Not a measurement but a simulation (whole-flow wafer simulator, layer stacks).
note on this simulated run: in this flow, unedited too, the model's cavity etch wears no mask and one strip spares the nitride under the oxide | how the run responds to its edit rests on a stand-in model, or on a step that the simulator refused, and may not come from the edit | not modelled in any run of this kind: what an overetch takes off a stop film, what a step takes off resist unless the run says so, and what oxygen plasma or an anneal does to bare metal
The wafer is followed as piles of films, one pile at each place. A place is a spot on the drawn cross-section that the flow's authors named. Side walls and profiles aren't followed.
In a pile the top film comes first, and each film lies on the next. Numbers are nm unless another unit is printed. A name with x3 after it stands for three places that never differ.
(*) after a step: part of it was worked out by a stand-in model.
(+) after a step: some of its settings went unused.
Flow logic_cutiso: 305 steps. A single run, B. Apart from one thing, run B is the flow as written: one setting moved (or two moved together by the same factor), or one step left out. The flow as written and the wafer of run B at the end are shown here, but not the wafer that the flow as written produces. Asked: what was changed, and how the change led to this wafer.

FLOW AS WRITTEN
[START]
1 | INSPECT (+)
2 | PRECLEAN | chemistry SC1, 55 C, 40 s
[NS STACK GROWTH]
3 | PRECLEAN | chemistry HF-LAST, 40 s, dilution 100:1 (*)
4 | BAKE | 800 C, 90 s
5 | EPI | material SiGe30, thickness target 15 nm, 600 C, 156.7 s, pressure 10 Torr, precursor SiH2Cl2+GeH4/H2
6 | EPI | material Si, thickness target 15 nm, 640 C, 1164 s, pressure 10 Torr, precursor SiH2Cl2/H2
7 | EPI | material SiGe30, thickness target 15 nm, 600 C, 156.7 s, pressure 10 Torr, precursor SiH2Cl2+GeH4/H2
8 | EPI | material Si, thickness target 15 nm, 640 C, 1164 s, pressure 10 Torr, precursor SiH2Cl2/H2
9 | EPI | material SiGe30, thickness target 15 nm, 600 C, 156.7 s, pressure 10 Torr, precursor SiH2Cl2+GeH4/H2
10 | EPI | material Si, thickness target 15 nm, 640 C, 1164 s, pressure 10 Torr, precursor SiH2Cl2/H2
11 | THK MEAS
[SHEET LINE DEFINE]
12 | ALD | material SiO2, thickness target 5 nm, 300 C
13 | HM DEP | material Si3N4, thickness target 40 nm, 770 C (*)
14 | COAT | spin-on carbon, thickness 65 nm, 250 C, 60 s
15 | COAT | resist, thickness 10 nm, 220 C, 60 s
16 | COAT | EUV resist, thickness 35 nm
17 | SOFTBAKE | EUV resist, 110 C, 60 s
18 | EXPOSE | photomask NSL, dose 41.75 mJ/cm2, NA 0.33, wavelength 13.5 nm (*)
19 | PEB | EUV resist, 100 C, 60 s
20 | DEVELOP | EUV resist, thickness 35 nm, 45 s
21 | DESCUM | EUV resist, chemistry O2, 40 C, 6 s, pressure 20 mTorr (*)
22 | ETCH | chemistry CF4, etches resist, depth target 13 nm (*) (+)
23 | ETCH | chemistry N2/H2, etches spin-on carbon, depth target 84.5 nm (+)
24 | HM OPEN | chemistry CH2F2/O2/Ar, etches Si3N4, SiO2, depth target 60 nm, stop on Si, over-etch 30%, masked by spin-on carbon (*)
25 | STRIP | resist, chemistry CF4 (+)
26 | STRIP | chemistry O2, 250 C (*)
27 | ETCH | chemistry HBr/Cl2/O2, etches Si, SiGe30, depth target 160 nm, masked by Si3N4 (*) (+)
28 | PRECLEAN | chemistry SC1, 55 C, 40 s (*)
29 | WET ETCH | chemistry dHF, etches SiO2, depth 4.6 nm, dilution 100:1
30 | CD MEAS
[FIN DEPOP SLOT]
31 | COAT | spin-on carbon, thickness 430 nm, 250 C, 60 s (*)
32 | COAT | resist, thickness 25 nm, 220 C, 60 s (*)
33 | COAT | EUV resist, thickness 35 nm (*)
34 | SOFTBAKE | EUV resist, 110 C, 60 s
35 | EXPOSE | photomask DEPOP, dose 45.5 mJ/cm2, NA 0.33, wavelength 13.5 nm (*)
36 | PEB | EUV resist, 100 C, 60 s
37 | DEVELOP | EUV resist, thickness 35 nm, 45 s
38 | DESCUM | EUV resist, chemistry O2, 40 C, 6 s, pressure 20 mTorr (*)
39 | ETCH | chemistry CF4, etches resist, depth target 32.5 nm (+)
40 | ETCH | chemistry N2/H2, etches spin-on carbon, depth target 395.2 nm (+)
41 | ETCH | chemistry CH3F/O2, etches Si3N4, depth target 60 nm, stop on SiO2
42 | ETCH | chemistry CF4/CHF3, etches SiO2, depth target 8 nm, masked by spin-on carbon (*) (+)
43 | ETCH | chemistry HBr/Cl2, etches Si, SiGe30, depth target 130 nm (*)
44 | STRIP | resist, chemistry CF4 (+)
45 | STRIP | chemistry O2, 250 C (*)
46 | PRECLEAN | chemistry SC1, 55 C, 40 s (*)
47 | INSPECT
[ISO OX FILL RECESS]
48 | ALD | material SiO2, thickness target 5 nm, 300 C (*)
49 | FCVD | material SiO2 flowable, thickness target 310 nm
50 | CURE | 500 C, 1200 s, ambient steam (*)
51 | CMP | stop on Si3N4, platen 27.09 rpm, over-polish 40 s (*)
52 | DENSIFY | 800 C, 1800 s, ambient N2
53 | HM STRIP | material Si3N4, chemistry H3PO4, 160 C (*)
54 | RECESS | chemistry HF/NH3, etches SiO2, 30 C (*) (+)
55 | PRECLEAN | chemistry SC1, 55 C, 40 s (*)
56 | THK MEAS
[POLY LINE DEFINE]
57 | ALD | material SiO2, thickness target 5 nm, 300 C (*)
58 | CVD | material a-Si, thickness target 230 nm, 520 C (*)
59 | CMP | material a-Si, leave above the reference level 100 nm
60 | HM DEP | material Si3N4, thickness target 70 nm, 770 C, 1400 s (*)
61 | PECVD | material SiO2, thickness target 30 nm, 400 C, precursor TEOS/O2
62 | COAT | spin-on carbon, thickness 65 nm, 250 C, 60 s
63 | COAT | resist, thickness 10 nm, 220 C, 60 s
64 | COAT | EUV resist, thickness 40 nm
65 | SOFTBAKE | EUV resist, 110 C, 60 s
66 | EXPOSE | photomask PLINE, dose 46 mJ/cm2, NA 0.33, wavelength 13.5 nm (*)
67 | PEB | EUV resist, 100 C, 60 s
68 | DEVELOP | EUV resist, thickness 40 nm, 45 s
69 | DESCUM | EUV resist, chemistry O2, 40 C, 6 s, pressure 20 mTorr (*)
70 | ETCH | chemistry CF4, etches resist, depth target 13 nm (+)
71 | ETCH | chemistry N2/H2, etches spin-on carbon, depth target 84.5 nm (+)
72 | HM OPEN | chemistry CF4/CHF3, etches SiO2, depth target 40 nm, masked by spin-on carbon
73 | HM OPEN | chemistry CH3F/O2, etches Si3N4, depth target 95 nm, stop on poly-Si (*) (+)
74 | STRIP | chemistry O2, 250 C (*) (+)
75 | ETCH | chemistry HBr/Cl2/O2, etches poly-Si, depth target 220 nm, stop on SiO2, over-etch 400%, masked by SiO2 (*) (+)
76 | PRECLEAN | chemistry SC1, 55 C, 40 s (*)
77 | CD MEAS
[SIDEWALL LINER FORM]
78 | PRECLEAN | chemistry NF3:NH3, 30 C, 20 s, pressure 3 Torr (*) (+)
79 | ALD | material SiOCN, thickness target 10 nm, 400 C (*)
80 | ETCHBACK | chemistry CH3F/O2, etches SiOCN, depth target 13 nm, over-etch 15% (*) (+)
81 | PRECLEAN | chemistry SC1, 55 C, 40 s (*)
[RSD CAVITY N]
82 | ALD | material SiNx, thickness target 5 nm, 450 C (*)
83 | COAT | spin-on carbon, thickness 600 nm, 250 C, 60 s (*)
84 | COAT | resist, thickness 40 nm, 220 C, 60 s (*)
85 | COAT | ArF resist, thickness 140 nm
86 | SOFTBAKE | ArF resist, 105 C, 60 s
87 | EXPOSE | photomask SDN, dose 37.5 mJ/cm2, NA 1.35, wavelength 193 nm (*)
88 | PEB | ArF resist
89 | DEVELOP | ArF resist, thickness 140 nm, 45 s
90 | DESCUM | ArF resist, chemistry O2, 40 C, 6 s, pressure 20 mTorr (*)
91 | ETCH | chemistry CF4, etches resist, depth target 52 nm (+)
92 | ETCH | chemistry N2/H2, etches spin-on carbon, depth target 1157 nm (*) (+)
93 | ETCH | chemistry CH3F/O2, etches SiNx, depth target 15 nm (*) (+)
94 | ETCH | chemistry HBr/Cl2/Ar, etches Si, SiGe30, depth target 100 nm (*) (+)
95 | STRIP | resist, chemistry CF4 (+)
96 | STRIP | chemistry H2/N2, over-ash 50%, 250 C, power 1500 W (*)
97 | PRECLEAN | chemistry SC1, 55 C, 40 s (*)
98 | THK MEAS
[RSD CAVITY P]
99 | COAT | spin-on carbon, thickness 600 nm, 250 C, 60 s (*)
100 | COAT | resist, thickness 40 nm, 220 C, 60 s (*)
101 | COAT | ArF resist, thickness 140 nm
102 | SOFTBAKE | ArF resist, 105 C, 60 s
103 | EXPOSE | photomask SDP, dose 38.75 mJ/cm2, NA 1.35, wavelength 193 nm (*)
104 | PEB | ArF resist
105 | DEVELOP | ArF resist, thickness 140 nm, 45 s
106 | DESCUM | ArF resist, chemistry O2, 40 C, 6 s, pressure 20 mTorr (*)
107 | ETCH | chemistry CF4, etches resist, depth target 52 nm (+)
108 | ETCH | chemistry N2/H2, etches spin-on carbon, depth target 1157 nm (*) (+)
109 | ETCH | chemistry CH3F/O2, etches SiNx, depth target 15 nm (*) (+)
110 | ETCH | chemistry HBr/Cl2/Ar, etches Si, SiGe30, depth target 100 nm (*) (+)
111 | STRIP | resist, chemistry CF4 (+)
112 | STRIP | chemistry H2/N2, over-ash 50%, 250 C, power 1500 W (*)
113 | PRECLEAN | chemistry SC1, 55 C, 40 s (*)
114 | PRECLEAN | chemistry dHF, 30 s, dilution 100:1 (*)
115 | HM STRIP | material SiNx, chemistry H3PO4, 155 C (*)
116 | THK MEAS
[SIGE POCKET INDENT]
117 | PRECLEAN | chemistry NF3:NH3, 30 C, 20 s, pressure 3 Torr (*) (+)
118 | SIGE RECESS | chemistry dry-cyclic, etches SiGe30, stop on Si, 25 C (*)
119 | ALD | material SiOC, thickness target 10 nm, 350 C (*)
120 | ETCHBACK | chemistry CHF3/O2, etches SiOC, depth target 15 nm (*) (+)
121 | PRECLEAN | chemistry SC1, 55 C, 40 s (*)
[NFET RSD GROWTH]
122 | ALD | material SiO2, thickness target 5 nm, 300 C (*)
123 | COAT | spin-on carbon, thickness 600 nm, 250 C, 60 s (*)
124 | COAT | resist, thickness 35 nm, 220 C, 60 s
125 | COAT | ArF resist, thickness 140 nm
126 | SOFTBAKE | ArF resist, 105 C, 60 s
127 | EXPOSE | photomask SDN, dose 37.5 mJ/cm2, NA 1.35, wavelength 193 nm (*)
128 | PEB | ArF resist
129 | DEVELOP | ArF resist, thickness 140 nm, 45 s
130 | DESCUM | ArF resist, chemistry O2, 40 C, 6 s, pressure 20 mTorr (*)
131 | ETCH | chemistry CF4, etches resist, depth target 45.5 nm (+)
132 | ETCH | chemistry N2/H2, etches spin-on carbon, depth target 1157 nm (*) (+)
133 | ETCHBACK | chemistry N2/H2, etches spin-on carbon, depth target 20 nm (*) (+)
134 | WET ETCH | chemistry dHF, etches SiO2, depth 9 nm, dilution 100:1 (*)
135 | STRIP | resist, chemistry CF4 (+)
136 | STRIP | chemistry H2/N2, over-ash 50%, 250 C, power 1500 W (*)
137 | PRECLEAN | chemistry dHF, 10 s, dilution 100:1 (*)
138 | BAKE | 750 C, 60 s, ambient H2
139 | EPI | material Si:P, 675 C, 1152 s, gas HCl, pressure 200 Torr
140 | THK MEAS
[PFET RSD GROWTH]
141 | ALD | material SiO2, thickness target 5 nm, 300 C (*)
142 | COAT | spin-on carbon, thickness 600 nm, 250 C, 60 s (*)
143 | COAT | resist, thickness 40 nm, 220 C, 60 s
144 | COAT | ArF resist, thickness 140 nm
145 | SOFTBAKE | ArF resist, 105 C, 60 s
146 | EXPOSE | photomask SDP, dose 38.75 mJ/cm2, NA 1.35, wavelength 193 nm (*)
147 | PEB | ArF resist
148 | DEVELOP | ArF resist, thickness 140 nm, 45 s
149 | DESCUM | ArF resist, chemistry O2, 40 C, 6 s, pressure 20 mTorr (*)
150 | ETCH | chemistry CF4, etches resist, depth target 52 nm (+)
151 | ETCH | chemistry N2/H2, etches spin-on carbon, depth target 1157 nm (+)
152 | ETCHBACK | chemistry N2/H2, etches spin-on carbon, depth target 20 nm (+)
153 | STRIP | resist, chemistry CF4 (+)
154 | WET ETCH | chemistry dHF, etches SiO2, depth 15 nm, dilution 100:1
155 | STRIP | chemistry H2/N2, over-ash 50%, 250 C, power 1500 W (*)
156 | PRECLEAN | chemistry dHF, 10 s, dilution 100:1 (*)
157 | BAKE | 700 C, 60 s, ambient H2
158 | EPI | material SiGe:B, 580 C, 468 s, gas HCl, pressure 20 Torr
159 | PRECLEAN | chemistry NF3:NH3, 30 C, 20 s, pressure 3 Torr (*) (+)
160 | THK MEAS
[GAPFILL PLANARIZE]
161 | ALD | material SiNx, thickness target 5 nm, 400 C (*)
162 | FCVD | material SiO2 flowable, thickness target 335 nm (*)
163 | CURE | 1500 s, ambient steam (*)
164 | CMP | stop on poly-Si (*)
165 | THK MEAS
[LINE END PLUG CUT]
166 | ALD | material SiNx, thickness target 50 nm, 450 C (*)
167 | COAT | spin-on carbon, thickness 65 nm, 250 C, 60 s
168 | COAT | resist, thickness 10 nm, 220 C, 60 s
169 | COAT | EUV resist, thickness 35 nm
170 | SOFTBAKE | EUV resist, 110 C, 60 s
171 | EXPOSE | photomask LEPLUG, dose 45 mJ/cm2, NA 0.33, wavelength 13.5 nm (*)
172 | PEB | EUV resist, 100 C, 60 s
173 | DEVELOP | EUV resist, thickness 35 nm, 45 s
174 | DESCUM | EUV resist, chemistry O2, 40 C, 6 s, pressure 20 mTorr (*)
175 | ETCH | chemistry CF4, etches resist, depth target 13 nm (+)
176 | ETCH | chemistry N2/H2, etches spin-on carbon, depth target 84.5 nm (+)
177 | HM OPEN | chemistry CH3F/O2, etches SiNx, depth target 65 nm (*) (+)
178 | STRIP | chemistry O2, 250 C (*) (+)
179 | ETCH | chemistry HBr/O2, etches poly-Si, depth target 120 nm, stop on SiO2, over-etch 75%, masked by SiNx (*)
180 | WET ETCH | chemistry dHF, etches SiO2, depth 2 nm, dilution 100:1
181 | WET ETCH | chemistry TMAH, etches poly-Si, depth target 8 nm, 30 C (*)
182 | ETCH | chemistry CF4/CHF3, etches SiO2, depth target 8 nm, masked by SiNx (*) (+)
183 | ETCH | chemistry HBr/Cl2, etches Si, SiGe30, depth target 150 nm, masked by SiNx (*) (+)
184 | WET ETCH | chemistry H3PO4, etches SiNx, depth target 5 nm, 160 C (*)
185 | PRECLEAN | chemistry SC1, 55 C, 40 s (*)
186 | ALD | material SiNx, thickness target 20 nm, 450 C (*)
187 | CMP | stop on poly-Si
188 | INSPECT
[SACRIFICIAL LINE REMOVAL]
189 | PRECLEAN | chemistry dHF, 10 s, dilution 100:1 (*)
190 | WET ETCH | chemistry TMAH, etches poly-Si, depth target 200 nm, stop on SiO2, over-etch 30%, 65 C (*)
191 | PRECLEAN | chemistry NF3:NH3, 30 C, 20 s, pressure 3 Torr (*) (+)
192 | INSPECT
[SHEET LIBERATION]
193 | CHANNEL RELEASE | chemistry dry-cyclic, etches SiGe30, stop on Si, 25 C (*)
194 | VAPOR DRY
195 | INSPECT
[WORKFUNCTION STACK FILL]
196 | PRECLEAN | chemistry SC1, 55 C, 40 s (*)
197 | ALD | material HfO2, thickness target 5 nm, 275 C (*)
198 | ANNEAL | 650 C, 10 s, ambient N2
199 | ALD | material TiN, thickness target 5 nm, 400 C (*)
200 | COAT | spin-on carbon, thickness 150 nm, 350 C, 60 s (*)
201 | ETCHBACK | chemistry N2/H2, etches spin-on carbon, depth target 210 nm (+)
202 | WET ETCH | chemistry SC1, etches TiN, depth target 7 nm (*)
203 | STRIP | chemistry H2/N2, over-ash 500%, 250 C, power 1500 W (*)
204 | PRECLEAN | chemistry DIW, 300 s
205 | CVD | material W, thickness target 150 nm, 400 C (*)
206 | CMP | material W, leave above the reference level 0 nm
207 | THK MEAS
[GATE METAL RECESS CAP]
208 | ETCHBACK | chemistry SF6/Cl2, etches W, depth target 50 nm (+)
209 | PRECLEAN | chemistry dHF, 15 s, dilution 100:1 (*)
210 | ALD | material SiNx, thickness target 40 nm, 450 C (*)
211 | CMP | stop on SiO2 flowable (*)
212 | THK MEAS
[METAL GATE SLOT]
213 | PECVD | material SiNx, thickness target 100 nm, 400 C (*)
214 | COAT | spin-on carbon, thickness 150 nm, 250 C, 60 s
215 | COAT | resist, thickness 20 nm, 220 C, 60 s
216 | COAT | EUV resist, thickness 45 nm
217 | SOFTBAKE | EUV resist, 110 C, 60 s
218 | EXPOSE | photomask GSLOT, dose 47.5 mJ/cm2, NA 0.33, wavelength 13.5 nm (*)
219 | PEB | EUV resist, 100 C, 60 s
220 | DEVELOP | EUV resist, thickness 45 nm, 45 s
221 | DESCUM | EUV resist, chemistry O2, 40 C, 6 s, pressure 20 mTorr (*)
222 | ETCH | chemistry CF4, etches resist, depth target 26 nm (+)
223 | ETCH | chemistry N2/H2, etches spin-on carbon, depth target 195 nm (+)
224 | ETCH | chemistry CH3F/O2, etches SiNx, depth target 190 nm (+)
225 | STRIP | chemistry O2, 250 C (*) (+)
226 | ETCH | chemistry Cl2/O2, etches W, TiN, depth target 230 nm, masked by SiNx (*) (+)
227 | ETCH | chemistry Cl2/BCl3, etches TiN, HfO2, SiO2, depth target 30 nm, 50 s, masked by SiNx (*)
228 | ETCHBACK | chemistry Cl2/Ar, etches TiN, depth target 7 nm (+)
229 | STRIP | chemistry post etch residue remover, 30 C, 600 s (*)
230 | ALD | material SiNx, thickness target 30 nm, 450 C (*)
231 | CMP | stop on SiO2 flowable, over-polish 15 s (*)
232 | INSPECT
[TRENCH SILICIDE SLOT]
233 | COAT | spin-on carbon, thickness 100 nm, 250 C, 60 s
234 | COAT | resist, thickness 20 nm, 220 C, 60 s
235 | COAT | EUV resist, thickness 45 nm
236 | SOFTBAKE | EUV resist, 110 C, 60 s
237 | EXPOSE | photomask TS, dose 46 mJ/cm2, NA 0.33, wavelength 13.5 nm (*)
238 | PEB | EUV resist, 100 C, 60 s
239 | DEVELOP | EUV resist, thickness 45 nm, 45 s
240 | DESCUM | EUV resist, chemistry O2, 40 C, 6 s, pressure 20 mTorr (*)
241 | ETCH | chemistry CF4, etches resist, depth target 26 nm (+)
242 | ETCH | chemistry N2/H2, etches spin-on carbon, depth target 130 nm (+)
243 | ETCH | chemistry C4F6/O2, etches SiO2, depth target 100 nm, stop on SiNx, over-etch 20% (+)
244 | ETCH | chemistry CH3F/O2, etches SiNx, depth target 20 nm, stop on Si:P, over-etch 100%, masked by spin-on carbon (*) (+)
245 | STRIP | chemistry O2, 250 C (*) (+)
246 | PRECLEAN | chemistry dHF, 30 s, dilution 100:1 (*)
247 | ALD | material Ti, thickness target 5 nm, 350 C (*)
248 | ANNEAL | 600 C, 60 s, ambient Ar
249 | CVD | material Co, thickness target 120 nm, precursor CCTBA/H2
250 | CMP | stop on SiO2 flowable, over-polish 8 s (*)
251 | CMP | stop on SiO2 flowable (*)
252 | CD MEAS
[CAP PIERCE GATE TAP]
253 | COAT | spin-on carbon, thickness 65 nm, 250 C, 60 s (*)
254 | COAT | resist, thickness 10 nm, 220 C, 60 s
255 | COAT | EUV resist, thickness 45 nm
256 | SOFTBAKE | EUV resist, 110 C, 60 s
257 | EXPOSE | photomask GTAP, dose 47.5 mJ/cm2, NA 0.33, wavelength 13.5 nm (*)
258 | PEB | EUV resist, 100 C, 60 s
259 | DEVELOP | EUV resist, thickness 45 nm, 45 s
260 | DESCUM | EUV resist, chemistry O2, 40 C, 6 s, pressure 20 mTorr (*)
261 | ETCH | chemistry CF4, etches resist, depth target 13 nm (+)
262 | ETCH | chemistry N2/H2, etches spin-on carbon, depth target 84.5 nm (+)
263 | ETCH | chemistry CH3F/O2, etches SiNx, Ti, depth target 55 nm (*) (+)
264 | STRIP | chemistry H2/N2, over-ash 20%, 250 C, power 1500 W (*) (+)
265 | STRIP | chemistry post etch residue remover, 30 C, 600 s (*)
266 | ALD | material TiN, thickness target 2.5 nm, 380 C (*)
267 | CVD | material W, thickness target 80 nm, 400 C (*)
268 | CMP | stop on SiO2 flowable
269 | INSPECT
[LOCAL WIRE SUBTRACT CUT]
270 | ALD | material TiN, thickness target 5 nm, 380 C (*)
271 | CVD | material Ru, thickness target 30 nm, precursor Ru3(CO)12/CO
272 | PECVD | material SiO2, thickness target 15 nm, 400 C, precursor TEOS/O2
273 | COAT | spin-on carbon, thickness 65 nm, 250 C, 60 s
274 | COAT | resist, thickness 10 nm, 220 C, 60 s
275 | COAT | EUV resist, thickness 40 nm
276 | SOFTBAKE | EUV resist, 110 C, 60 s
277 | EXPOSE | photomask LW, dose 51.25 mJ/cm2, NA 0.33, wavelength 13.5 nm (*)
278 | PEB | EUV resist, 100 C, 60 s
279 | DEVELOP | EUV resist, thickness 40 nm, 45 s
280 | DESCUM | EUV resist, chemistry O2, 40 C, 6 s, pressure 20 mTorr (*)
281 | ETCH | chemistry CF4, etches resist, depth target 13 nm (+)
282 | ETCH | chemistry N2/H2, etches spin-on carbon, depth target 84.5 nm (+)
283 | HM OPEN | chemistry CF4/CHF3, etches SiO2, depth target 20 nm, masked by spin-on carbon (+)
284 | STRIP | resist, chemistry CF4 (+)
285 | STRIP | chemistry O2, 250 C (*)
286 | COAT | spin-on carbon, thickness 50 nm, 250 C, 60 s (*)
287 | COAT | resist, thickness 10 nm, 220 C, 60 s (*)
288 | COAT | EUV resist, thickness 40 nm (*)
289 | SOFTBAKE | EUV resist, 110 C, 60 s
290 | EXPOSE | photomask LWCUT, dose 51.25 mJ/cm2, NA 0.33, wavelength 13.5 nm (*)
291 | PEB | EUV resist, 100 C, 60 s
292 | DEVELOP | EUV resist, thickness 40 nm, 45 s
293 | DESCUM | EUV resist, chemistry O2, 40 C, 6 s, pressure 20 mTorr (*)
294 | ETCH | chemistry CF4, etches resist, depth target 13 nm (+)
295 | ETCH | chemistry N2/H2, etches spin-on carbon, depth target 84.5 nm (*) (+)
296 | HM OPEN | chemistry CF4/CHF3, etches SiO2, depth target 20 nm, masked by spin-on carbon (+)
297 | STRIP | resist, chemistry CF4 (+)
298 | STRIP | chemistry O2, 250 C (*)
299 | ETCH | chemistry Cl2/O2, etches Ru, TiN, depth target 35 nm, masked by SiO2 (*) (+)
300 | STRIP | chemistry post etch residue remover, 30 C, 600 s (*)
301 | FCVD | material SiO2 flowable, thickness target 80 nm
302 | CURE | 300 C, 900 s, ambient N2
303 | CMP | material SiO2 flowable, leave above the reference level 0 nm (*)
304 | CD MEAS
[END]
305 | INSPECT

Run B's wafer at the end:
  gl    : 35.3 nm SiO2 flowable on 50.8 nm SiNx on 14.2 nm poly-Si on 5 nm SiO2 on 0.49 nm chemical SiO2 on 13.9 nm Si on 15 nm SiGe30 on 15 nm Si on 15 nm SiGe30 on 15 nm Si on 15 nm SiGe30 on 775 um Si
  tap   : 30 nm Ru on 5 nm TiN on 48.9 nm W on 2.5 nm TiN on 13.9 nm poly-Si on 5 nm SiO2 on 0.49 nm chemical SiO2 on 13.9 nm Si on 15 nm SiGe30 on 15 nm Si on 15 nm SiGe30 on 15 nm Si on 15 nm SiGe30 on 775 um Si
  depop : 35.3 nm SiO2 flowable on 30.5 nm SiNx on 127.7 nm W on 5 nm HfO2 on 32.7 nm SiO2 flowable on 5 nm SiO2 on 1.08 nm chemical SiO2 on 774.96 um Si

The reason: step 61, PECVD: material SiO2, thickness target 30 nm, 400 C, precursor TEOS/O2, was omitted.

The path from the change to this, step by step:
  71 | ETCH | chemistry N2/H2, etches spin-on carbon, depth target 84.5 nm (+)
      iso, lnr, lnri and 6 more: spin-on carbon loses 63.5 (all of it), Si3N4 loses 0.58 (in the flow as written it would be: spin-on carbon loses 63.5 (all of it), SiO2 loses 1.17)
  72 | HM OPEN | chemistry CF4/CHF3, etches SiO2, depth target 40 nm, masked by spin-on carbon
      iso, lnr, lnri and 6 more: Si3N4 loses 40 (in the flow as written it would be: SiO2 loses 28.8 (all of it), Si3N4 loses 11.2)
  73 | HM OPEN | chemistry CH3F/O2, etches Si3N4, depth target 95 nm, stop on poly-Si (*) (+)
      depop, dpovl, gfld and 10 more: spin-on carbon loses 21 (in the flow as written it would be: spin-on carbon loses 42)
      iso, lnr, lnri and 6 more: Si3N4 loses 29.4 (all of it) (in the flow as written it would be: Si3N4 loses 58.8 (all of it))
  74 | STRIP | chemistry O2, 250 C (*) (+)
      depop, dpovl, gfld and 10 more: spin-on carbon loses 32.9 (all of it) (in the flow as written it would be: spin-on carbon loses 11.9 (all of it))
  75 | ETCH | chemistry HBr/Cl2/O2, etches poly-Si, depth target 220 nm, stop on SiO2, over-etch 400%, masked by SiO2 (*) (+)
      depop, dpovl, gfld and 10 more: Si3N4 loses 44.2 (in the flow as written it would be: SiO2 loses 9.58)
  78 | PRECLEAN | chemistry NF3:NH3, 30 C, 20 s, pressure 3 Torr (*) (+)
      depop, dpovl, gfld and 10 more: Si3N4 loses 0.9 (in the flow as written it would be: SiO2 loses 7.83)
  80 | ETCHBACK | chemistry CH3F/O2, etches SiOCN, depth target 13 nm, over-etch 15% (*) (+)
      depop, dpovl, gfld and 10 more: SiOCN loses 10 (all of it), Si3N4 loses 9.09 (in the flow as written it would be: SiOCN loses 10 (all of it), SiO2 loses 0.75)
      lnr, lnrp, lnrt: SiOCN gains 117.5 (in the flow as written it would be: SiOCN gains 175.1)
      (as well as at 1 more place)
  83 | COAT | spin-on carbon, thickness 600 nm, 250 C, 60 s (*)
      gl, glp, plug, tap: spin-on carbon gains 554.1 (new film) (in the flow as written it would be: spin-on carbon gains 528.7 (new film))
      rsdn, rsdp, rsdw, rsdx: spin-on carbon gains 676 (new film) (in the flow as written it would be: spin-on carbon gains 716.5 (new film))
      (as well as at 9 more places)
  92 | ETCH | chemistry N2/H2, etches spin-on carbon, depth target 1157 nm (*) (+)
      depop, dpovl, gfld and 12 more: ArF resist loses 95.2 (all of it), resist loses 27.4 (in the flow as written it would be: ArF resist loses 95.2 (all of it), resist loses 26.2)
      gl, gxn, tap: spin-on carbon loses 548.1 (all of it), SiNx loses 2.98 (in the flow as written it would be: spin-on carbon loses 522.7 (all of it), SiNx loses 2.88)
      (as well as at 4 more places)
  93 | ETCH | chemistry CH3F/O2, etches SiNx, depth target 15 nm (*) (+)
      gl, gxn, tap: SiNx loses 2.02 (all of it), Si3N4 loses 13 (in the flow as written it would be: SiNx loses 2.12 (all of it), SiO2 loses 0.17)
      rsdn, rsdx: SiNx loses 3.35 (all of it), chemical SiO2 loses 0.49 (all of it), Si loses 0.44 (in the flow as written it would be: SiNx loses 4.16 (all of it))
      (as well as at 17 more places)
  94 | ETCH | chemistry HBr/Cl2/Ar, etches Si, SiGe30, depth target 100 nm (*) (+)
      rsdn, rsdx: Si loses 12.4 (all of it), SiGe30 loses 15 (all of it), Si loses 15 (all of it), SiGe30 loses 15 (all of it), Si loses 15 (all of it), SiGe30 loses 15 (all of it), Si loses 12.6 (in the flow as written it would be: chemical SiO2 loses 0.49 (all of it), Si loses 12.8 (all of it), SiGe30 loses 15 (all of it), Si loses 15 (all of it), SiGe30 loses 15 (all of it), Si loses 15 (all of it), SiGe30 loses 15 (all of it), Si loses 12.2)
  95 | STRIP | resist, chemistry CF4 (+)
      depop, dpovl, isow, ns, nsgap: resist loses 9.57 (all of it) (in the flow as written it would be: resist loses 13 (all of it))
      gfld, iso, lnri: resist loses 9.63 (all of it) (in the flow as written it would be: resist loses 13 (all of it))
      (as well as at 7 more places)
  96 | STRIP | chemistry H2/N2, over-ash 50%, 250 C, power 1500 W (*)
      gfld, gxf: spin-on carbon loses 554 (all of it) (in the flow as written it would be: spin-on carbon loses 528.6 (all of it))
      glp, plug: spin-on carbon loses 554.1 (all of it) (in the flow as written it would be: spin-on carbon loses 528.7 (all of it))
      (as well as at 6 more places)
  99 | COAT | spin-on carbon, thickness 600 nm, 250 C, 60 s (*)
      gfld, plug: spin-on carbon gains 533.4 (new film) (in the flow as written it would be: spin-on carbon gains 509.8 (new film))
      gl, gxn: spin-on carbon gains 551.3 (new film) (in the flow as written it would be: spin-on carbon gains 514.9 (new film))
      (as well as at 13 more places)
  108 | ETCH | chemistry N2/H2, etches spin-on carbon, depth target 1157 nm (*) (+)
      depop, dpovl, gfld and 14 more: ArF resist loses 95.2 (all of it), resist loses 26.3 (in the flow as written it would be: ArF resist loses 95.2 (all of it), resist loses 25.2)
      glp, gxp: spin-on carbon loses 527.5 (all of it), SiNx loses 2.87 (in the flow as written it would be: spin-on carbon loses 503.9 (all of it), SiNx loses 2.78)
      (as well as at 3 more places)
  109 | ETCH | chemistry CH3F/O2, etches SiNx, depth target 15 nm (*) (+)
      glp, gxp: SiNx loses 2.13 (all of it), Si3N4 loses 12.9 (in the flow as written it would be: SiNx loses 2.22 (all of it), SiO2 loses 0.17)
      rsdp, rsdw: SiNx loses 3.45 (all of it), chemical SiO2 loses 0.49 (all of it), Si loses 0.43 (in the flow as written it would be: SiNx loses 4.26 (all of it))
      (as well as at 18 more places)
  ... 47 further steps ...
  268 | CMP | stop on SiO2 flowable
      depop, dpovl, gfld and 9 more: W loses 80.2 (all of it), TiN loses 2.5 (all of it), SiNx loses 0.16 (in the flow as written it would be: W loses 80.2 (all of it), TiN loses 2.5 (all of it), SiNx loses 0.98)
      lnr, lnrp, lnrt: W loses 80 (all of it), TiN loses 2.5 (all of it), SiOCN loses 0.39 (in the flow as written it would be: W loses 80 (all of it), TiN loses 2.5 (all of it), SiOCN loses 1.22)
      (as well as at 4 more places)
With metal films that touch counted as one body, gl has 0 bodies; the flow as written gives 4 bodies (between them, from the top down: HfO2 5 / chemical SiO2 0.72 / Si 12.9 / chemical SiO2 0.8 / HfO2 5; HfO2 5 / chemical SiO2 0.8 / Si 13.9 / chemical SiO2 0.8 / HfO2 5; HfO2 5 / chemical SiO2 0.8 / Si 13.9 / chemical SiO2 0.8 / HfO2 5).
With metal films that touch counted as one body, tap has 1 body; the flow as written gives 4 bodies (between them, from the top down: HfO2 5 / chemical SiO2 0.72 / Si 12.9 / chemical SiO2 0.8 / HfO2 5; HfO2 5 / chemical SiO2 0.8 / Si 13.9 / chemical SiO2 0.8 / HfO2 5; HfO2 5 / chemical SiO2 0.8 / Si 13.9 / chemical SiO2 0.8 / HfO2 5).
